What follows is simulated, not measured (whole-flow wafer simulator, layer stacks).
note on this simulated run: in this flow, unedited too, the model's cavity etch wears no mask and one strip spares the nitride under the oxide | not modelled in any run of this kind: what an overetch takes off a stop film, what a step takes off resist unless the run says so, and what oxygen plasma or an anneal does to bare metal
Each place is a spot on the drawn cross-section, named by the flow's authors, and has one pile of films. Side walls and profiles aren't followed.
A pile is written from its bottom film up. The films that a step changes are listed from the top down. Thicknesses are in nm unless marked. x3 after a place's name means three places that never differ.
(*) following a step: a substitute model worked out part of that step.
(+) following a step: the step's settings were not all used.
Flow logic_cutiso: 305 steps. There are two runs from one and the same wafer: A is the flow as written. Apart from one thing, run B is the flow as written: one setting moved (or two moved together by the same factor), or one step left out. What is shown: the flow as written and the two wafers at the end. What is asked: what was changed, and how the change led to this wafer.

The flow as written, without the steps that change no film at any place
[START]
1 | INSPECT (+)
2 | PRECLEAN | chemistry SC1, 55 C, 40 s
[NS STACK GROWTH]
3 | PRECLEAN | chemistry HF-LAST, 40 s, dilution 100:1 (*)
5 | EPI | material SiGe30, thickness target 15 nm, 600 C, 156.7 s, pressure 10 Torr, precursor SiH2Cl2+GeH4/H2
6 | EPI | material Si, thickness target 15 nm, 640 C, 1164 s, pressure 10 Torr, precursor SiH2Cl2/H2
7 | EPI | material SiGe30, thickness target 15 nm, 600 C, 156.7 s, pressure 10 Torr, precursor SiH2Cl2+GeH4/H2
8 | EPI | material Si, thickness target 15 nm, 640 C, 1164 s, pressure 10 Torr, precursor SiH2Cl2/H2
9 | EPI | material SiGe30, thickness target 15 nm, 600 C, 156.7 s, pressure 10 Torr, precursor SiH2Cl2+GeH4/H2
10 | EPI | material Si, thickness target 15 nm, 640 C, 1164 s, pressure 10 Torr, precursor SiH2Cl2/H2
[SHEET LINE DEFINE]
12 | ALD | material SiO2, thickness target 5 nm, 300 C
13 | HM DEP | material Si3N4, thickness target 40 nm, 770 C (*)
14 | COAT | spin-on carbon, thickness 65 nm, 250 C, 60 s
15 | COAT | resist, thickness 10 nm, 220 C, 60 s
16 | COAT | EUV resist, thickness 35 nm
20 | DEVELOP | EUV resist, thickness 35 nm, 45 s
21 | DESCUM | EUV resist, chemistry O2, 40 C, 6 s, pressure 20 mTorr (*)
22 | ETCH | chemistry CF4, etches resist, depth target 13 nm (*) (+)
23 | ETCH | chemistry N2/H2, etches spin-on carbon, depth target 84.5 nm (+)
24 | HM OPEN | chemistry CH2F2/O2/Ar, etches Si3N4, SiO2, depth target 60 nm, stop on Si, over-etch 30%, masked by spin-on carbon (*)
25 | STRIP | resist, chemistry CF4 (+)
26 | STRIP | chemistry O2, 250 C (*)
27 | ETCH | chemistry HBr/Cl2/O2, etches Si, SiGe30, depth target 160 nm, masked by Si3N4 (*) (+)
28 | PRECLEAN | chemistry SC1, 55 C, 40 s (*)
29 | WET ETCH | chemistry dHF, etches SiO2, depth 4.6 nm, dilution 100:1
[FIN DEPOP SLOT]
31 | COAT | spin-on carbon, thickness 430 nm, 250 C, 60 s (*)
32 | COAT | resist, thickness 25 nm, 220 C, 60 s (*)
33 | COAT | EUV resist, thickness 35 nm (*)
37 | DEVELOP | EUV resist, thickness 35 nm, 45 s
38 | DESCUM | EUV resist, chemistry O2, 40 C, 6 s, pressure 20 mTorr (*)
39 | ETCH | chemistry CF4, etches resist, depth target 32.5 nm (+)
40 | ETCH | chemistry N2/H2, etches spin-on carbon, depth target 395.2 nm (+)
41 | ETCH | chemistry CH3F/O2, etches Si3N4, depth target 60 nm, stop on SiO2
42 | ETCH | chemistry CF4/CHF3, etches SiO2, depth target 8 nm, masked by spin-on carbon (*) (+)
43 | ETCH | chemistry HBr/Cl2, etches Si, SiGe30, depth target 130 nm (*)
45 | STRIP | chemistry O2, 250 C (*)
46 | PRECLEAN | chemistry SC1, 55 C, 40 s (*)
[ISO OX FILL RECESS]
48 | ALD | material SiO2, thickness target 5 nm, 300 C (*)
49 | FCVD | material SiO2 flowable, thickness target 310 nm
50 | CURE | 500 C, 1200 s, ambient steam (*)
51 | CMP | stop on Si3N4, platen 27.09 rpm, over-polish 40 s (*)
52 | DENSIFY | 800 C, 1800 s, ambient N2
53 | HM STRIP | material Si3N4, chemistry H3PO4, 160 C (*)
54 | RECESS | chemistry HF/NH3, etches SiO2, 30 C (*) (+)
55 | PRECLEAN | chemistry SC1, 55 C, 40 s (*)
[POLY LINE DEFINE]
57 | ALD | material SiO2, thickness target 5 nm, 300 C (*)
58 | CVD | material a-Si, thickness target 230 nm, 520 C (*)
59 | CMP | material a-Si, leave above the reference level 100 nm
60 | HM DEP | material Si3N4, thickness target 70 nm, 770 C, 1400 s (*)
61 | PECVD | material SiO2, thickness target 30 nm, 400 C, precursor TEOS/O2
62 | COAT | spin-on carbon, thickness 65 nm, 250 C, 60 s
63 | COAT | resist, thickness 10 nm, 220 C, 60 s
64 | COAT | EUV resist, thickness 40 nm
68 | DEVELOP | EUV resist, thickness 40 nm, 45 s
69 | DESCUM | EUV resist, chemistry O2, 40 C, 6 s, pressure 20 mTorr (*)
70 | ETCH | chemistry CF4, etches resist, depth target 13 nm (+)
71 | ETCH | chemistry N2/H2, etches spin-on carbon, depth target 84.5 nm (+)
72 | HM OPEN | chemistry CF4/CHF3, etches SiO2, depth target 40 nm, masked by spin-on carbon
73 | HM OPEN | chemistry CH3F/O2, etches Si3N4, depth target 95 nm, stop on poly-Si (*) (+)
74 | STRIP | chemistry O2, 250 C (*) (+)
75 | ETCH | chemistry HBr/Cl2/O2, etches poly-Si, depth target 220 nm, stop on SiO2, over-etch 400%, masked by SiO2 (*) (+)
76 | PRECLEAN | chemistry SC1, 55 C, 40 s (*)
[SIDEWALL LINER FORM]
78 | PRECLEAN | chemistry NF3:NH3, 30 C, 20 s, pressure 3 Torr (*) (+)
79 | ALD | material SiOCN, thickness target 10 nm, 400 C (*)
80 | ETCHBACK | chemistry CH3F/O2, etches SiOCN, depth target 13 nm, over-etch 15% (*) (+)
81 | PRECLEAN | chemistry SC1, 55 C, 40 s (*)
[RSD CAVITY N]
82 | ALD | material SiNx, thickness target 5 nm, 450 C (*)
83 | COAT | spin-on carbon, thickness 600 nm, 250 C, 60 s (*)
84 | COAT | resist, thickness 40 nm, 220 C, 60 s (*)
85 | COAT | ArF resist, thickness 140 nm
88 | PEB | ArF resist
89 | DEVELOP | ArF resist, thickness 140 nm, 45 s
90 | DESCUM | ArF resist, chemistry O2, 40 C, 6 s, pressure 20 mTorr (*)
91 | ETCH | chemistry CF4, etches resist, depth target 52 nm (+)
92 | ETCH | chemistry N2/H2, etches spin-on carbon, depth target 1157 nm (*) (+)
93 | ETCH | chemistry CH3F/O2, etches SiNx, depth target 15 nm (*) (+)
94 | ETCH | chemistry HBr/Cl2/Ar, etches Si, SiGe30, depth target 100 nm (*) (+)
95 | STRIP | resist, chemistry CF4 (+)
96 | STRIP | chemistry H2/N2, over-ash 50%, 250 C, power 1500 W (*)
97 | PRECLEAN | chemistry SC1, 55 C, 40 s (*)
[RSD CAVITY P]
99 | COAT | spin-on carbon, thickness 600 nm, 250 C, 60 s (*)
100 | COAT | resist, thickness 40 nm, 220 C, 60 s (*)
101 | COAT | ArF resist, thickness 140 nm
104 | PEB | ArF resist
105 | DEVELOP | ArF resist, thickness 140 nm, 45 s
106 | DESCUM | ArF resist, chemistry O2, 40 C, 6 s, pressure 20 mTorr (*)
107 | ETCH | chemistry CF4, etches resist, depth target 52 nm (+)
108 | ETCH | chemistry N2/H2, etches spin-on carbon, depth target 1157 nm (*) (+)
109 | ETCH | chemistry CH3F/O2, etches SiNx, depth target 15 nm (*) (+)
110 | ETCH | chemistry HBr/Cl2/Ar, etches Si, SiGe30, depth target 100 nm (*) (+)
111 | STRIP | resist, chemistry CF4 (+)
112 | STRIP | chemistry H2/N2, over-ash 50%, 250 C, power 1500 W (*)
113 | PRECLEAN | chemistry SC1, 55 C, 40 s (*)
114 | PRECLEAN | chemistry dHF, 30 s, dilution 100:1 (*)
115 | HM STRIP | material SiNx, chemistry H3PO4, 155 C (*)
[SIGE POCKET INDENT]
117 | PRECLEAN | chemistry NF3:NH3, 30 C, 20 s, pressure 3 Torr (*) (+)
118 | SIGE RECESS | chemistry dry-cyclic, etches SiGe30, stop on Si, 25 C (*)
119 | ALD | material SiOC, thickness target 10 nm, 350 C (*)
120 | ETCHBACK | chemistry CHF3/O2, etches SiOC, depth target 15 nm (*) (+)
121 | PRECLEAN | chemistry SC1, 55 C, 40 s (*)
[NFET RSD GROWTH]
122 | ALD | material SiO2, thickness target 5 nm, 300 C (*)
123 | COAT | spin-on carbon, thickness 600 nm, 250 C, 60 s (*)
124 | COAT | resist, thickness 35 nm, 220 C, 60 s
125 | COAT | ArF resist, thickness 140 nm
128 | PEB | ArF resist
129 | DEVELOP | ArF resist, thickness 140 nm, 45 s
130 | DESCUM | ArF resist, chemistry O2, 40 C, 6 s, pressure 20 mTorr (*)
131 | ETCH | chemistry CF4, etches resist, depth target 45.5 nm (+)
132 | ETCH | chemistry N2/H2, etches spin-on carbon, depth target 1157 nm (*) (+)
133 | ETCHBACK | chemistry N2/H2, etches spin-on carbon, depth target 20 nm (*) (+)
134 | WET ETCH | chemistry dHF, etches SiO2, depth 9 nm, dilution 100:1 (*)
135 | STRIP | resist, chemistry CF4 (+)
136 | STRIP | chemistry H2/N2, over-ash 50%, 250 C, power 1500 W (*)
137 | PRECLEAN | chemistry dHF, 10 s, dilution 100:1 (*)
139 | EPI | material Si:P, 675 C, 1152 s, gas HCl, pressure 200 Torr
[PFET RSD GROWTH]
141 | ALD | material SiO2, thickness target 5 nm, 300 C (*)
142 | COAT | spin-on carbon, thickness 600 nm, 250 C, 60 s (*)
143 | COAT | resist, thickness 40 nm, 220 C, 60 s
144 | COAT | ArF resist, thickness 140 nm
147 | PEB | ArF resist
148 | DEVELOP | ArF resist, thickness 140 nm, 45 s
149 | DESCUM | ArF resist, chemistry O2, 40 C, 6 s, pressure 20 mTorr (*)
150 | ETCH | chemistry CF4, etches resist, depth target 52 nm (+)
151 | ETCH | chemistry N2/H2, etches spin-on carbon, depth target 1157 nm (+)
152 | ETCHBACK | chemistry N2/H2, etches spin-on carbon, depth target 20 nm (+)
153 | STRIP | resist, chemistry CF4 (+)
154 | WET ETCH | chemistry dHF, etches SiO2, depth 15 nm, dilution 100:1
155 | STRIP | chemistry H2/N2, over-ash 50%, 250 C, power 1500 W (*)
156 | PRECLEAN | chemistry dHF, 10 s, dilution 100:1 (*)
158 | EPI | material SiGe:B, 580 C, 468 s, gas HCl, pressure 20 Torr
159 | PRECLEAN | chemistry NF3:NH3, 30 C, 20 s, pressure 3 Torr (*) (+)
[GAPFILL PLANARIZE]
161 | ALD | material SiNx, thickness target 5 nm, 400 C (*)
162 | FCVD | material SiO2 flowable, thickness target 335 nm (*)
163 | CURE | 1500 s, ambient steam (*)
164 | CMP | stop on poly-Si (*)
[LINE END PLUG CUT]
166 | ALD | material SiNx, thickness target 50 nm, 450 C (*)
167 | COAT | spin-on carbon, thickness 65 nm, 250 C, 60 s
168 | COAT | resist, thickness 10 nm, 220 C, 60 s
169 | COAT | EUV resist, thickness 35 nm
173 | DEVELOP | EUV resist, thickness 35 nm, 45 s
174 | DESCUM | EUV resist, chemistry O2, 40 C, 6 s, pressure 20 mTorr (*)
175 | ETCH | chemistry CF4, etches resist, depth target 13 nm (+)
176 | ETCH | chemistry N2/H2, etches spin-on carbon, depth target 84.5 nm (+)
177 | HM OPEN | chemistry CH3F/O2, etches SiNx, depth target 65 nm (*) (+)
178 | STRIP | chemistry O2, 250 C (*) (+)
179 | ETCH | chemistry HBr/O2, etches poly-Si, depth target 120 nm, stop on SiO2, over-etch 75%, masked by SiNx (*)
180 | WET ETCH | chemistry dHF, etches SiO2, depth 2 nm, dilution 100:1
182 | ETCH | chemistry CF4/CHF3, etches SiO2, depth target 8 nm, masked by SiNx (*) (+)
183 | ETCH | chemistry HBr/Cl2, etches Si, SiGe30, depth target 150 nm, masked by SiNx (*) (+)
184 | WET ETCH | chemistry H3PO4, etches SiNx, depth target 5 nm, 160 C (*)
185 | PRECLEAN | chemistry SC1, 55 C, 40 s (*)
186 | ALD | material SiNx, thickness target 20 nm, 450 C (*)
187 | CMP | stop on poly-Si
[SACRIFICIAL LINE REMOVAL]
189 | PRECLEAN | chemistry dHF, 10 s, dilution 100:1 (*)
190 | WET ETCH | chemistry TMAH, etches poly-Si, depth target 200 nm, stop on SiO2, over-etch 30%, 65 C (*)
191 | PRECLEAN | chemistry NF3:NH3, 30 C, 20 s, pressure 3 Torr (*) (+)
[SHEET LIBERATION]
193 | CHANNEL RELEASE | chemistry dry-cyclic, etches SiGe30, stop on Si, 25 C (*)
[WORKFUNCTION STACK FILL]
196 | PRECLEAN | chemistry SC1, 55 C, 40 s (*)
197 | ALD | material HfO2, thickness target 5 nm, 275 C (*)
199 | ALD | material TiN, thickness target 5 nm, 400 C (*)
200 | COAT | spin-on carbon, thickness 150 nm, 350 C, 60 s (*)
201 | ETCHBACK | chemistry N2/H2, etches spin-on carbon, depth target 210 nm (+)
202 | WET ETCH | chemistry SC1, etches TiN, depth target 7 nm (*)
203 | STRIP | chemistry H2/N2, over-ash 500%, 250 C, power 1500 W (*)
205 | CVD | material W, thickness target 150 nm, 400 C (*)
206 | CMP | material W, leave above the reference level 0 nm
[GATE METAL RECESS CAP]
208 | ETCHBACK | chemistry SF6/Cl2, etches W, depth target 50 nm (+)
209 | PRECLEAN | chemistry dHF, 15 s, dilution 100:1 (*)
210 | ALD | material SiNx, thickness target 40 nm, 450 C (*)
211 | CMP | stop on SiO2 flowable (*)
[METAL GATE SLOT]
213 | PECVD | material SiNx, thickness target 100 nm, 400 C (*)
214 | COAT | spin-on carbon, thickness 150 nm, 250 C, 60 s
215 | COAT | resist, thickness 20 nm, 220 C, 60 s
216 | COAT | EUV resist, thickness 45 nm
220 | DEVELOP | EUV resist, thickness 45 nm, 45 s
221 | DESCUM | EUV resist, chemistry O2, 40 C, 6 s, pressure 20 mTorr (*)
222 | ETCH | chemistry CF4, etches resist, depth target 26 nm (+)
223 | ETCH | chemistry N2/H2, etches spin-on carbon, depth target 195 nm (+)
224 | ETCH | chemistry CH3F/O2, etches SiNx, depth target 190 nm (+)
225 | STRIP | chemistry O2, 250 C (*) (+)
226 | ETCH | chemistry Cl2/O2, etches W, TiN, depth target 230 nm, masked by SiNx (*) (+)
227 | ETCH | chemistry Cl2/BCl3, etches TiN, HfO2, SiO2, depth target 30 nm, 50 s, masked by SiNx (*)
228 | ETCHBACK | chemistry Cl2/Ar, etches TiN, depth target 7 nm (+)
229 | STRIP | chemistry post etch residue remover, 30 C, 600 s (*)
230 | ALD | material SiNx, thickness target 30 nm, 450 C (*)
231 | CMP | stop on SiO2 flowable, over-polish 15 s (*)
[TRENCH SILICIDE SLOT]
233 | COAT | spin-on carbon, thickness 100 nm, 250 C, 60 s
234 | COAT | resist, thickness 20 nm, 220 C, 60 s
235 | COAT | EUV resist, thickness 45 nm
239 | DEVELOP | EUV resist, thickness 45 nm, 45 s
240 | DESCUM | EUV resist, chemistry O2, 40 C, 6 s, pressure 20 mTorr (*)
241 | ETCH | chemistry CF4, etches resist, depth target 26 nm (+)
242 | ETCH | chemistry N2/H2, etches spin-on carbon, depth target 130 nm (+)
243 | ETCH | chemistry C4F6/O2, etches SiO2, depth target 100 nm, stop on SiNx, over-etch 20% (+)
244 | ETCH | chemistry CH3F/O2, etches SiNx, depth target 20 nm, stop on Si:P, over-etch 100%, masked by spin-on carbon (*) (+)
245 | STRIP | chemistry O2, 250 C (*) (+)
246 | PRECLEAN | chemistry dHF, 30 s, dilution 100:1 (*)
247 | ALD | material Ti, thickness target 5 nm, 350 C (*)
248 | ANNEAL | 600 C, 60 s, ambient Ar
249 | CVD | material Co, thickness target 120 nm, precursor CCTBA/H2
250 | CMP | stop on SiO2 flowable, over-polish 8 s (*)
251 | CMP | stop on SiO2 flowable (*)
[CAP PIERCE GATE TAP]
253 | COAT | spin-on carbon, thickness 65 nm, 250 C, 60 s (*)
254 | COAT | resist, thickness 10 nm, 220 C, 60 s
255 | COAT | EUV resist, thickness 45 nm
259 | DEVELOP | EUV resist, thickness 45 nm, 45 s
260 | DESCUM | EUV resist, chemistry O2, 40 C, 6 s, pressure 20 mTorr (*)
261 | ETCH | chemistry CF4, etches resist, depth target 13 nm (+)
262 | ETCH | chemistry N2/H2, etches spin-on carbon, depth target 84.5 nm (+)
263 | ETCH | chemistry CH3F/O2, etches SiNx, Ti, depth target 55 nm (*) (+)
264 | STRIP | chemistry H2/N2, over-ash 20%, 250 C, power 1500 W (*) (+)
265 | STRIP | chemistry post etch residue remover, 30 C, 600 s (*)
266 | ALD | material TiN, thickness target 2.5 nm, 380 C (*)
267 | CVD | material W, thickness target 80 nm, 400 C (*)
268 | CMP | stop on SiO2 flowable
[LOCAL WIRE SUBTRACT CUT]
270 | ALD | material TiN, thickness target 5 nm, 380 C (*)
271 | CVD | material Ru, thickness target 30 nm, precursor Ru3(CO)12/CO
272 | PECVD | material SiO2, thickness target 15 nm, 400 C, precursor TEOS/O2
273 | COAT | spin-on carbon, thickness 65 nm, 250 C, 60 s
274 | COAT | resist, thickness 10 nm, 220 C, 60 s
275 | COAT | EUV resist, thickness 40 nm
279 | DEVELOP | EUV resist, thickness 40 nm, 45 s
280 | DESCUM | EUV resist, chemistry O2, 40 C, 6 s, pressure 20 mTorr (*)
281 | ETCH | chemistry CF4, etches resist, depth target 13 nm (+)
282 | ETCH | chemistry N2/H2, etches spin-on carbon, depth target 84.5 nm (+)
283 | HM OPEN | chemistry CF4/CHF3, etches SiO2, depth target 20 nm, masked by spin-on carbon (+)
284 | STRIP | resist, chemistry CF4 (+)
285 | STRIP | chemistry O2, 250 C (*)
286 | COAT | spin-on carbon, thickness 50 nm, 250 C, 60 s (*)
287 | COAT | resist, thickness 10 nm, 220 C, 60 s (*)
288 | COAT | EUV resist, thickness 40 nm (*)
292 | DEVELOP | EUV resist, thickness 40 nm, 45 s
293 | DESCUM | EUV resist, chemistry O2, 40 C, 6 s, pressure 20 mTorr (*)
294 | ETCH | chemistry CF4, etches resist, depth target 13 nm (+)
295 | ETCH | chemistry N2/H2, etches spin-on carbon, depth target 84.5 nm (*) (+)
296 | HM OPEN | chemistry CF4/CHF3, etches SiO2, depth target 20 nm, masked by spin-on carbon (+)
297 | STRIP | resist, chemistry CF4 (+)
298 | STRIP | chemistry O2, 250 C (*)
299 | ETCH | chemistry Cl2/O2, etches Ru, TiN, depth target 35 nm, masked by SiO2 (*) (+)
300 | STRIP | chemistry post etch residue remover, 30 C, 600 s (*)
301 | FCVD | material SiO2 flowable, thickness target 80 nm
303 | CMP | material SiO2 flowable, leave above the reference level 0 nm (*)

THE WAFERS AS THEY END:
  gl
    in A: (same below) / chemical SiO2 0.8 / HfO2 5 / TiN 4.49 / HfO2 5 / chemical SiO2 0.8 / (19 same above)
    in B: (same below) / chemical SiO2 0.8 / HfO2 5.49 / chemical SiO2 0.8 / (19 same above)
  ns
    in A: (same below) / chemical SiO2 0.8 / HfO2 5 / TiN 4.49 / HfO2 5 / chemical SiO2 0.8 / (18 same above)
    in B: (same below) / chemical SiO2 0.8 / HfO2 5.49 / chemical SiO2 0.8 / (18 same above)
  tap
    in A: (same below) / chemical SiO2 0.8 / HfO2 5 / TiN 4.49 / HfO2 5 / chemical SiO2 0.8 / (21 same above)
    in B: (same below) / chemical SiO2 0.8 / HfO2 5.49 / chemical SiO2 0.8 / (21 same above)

Cause: step 5, EPI: 62.7 s was run, whereas the flow has 156.7 s.

Step by step, how the change led to this:
  5 | EPI | material SiGe30, thickness target 15 nm, 600 C, 156.7 s, pressure 10 Torr, precursor SiH2Cl2+GeH4/H2
      depop, dpovl, gfld and 19 more: A SiGe30 gains 15 (new film) | B SiGe30 gains 6 (new film)
  27 | ETCH | chemistry HBr/Cl2/O2, etches Si, SiGe30, depth target 160 nm, masked by Si3N4 (*) (+)
      gfld, gxf, iso, lnri: A chemical SiO2 loses 0.79 (all of it), Si loses 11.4 (all of it), SiGe30 loses 15 (all of it), Si loses 15 (all of it), SiGe30 loses 15 (all of it), Si loses 15 (all of it), SiGe30 loses 15 (all of it), Si loses 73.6 | B chemical SiO2 loses 0.79 (all of it), Si loses 11.4 (all of it), SiGe30 loses 15 (all of it), Si loses 15 (all of it), SiGe30 loses 15 (all of it), Si loses 15 (all of it), SiGe30 loses 6 (all of it), Si loses 82.6
      dpovl, nsgap: A chemical SiO2 loses 0.79 (all of it), Si loses 11.8 (all of it), SiGe30 loses 15 (all of it), Si loses 15 (all of it), SiGe30 loses 15 (all of it), Si loses 15 (all of it), SiGe30 loses 15 (all of it), Si loses 73.2 | B chemical SiO2 loses 0.79 (all of it), Si loses 11.8 (all of it), SiGe30 loses 15 (all of it), Si loses 15 (all of it), SiGe30 loses 15 (all of it), Si loses 15 (all of it), SiGe30 loses 6 (all of it), Si loses 82.2
      (as well as at 1 more place)
  43 | ETCH | chemistry HBr/Cl2, etches Si, SiGe30, depth target 130 nm (*)
      depop: A Si loses 14 (all of it), SiGe30 loses 15 (all of it), Si loses 15 (all of it), SiGe30 loses 15 (all of it), Si loses 15 (all of it), SiGe30 loses 15 (all of it), Si loses 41 | B Si loses 14 (all of it), SiGe30 loses 15 (all of it), Si loses 15 (all of it), SiGe30 loses 15 (all of it), Si loses 15 (all of it), SiGe30 loses 6 (all of it), Si loses 50
  94 | ETCH | chemistry HBr/Cl2/Ar, etches Si, SiGe30, depth target 100 nm (*) (+)
      rsdn, rsdx: A chemical SiO2 loses 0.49 (all of it), Si loses 12.8 (all of it), SiGe30 loses 15 (all of it), Si loses 15 (all of it), SiGe30 loses 15 (all of it), Si loses 15 (all of it), SiGe30 loses 15 (all of it), Si loses 12.2 | B chemical SiO2 loses 0.49 (all of it), Si loses 12.8 (all of it), SiGe30 loses 15 (all of it), Si loses 15 (all of it), SiGe30 loses 15 (all of it), Si loses 15 (all of it), SiGe30 loses 6 (all of it), Si loses 21.2
  110 | ETCH | chemistry HBr/Cl2/Ar, etches Si, SiGe30, depth target 100 nm (*) (+)
      rsdp, rsdw: A chemical SiO2 loses 0.49 (all of it), Si loses 12.8 (all of it), SiGe30 loses 15 (all of it), Si loses 15 (all of it), SiGe30 loses 15 (all of it), Si loses 15 (all of it), SiGe30 loses 15 (all of it), Si loses 12.2 | B chemical SiO2 loses 0.49 (all of it), Si loses 12.8 (all of it), SiGe30 loses 15 (all of it), Si loses 15 (all of it), SiGe30 loses 15 (all of it), Si loses 15 (all of it), SiGe30 loses 6 (all of it), Si loses 21.2
  118 | SIGE RECESS | chemistry dry-cyclic, etches SiGe30, stop on Si, 25 C (*)
      lnr, lnrp, lnrt: A SiOCN loses 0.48, Si loses 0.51, cavity gains 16 (new film), SiGe30 loses 15 (all of it), Si loses 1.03, cavity gains 16 (new film), SiGe30 loses 15 (all of it), Si loses 1.03, cavity gains 16 (new film), SiGe30 loses 15 (all of it), Si loses 0.51 | B SiOCN loses 0.48, Si loses 0.51, cavity gains 16 (new film), SiGe30 loses 15 (all of it), Si loses 1.03, cavity gains 16 (new film), SiGe30 loses 15 (all of it), Si loses 1.03, cavity gains 7.03 (new film), SiGe30 loses 6 (all of it), Si loses 0.51
  119 | ALD | material SiOC, thickness target 10 nm, 350 C (*)
      lnr, lnrp, lnrt: A SiOC gains 10 (new film), SiOC gains 16 (new film), cavity loses 16 (all of it), SiOC gains 16 (new film), cavity loses 16 (all of it), SiOC gains 16 (new film), cavity loses 16 (all of it) | B SiOC gains 10 (new film), SiOC gains 16 (new film), cavity loses 16 (all of it), SiOC gains 16 (new film), cavity loses 16 (all of it), SiOC gains 7.03 (new film), cavity loses 7.03 (all of it)
  183 | ETCH | chemistry HBr/Cl2, etches Si, SiGe30, depth target 150 nm, masked by SiNx (*) (+)
      plug: A Si loses 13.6 (all of it), SiGe30 loses 15 (all of it), Si loses 15 (all of it), SiGe30 loses 15 (all of it), Si loses 15 (all of it), SiGe30 loses 15 (all of it), Si loses 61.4 | B Si loses 13.6 (all of it), SiGe30 loses 15 (all of it), Si loses 15 (all of it), SiGe30 loses 15 (all of it), Si loses 15 (all of it), SiGe30 loses 6 (all of it), Si loses 70.4
  193 | CHANNEL RELEASE | chemistry dry-cyclic, etches SiGe30, stop on Si, 25 C (*)
      gl, glp, gxn, gxp, ns, tap: A chemical SiO2 gains 0.8 (new film), Si loses 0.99, chemical SiO2 gains 0.8 (new film), cavity gains 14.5 (new film), chemical SiO2 gains 0.8 (new film), SiGe30 loses 15 (all of it), Si loses 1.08, chemical SiO2 gains 0.8 (new film), cavity gains 14.5 (new film), chemical SiO2 gains 0.8 (new film), SiGe30 loses 15 (all of it), Si loses 1.08, chemical SiO2 gains 0.8 (new film), cavity gains 14.5 (new film), chemical SiO2 gains 0.8 (new film), SiGe30 loses 15 (all of it), Si loses 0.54 | B chemical SiO2 gains 0.8 (new film), Si loses 0.99, chemical SiO2 gains 0.8 (new film), cavity gains 14.5 (new film), chemical SiO2 gains 0.8 (new film), SiGe30 loses 15 (all of it), Si loses 1.08, chemical SiO2 gains 0.8 (new film), cavity gains 14.5 (new film), chemical SiO2 gains 0.8 (new film), SiGe30 loses 15 (all of it), Si loses 1.08, chemical SiO2 gains 0.8 (new film), cavity gains 5.49 (new film), chemical SiO2 gains 0.8 (new film), SiGe30 loses 6 (all of it), Si loses 0.54
  197 | ALD | material HfO2, thickness target 5 nm, 275 C (*)
      gl, glp, gxn, gxp, ns, tap: A HfO2 gains 5 (new film), HfO2 gains 5 (new film), cavity loses 10, HfO2 gains 5 (new film), HfO2 gains 5 (new film), cavity loses 10, HfO2 gains 5 (new film), HfO2 gains 5 (new film), cavity loses 10, HfO2 gains 5 (new film) | B HfO2 gains 5 (new film), HfO2 gains 5 (new film), cavity loses 10, HfO2 gains 5 (new film), HfO2 gains 5 (new film), cavity loses 10, HfO2 gains 5 (new film), HfO2 gains 5.49 (new film), cavity loses 5.49 (all of it)
  199 | ALD | material TiN, thickness target 5 nm, 400 C (*)
      gl, glp, tap: A TiN gains 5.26 (new film), TiN gains 4.49 (new film), cavity loses 4.49 (all of it), TiN gains 4.49 (new film), cavity loses 4.49 (all of it), TiN gains 4.49 (new film), cavity loses 4.49 (all of it) | B TiN gains 5.26 (new film), TiN gains 4.49 (new film), cavity loses 4.49 (all of it), TiN gains 4.49 (new film), cavity loses 4.49 (all of it)
      gxn, gxp, ns: A TiN gains 5 (new film), TiN gains 4.49 (new film), cavity loses 4.49 (all of it), TiN gains 4.49 (new film), cavity loses 4.49 (all of it), TiN gains 4.49 (new film), cavity loses 4.49 (all of it) | B TiN gains 5 (new film), TiN gains 4.49 (new film), cavity loses 4.49 (all of it), TiN gains 4.49 (new film), cavity loses 4.49 (all of it)
With metal films that touch counted as one body, gl has 3 bodies (between them, from the top down: HfO2 5 / chemical SiO2 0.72 / Si 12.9 / chemical SiO2 0.8 / HfO2 5; HfO2 5 / chemical SiO2 0.8 / Si 13.9 / chemical SiO2 0.8 / HfO2 5); the flow as written gives 4 bodies (between them, from the top down: HfO2 5 / chemical SiO2 0.72 / Si 12.9 / chemical SiO2 0.8 / HfO2 5; HfO2 5 / chemical SiO2 0.8 / Si 13.9 / chemical SiO2 0.8 / HfO2 5; HfO2 5 / chemical SiO2 0.8 / Si 13.9 / chemical SiO2 0.8 / HfO2 5).
With metal films that touch counted as one body, ns has 3 bodies (between them, from the top down: HfO2 5 / chemical SiO2 0.72 / Si 12.9 / chemical SiO2 0.8 / HfO2 5; HfO2 5 / chemical SiO2 0.8 / Si 13.9 / chemical SiO2 0.8 / HfO2 5); the flow as written gives 4 bodies (between them, from the top down: HfO2 5 / chemical SiO2 0.72 / Si 12.9 / chemical SiO2 0.8 / HfO2 5; HfO2 5 / chemical SiO2 0.8 / Si 13.9 / chemical SiO2 0.8 / HfO2 5; HfO2 5 / chemical SiO2 0.8 / Si 13.9 / chemical SiO2 0.8 / HfO2 5).
With metal films that touch counted as one body, tap has 3 bodies (between them, from the top down: HfO2 5 / chemical SiO2 0.72 / Si 12.9 / chemical SiO2 0.8 / HfO2 5; HfO2 5 / chemical SiO2 0.8 / Si 13.9 / chemical SiO2 0.8 / HfO2 5); the flow as written gives 4 bodies (between them, from the top down: HfO2 5 / chemical SiO2 0.72 / Si 12.9 / chemical SiO2 0.8 / HfO2 5; HfO2 5 / chemical SiO2 0.8 / Si 13.9 / chemical SiO2 0.8 / HfO2 5; HfO2 5 / chemical SiO2 0.8 / Si 13.9 / chemical SiO2 0.8 / HfO2 5).
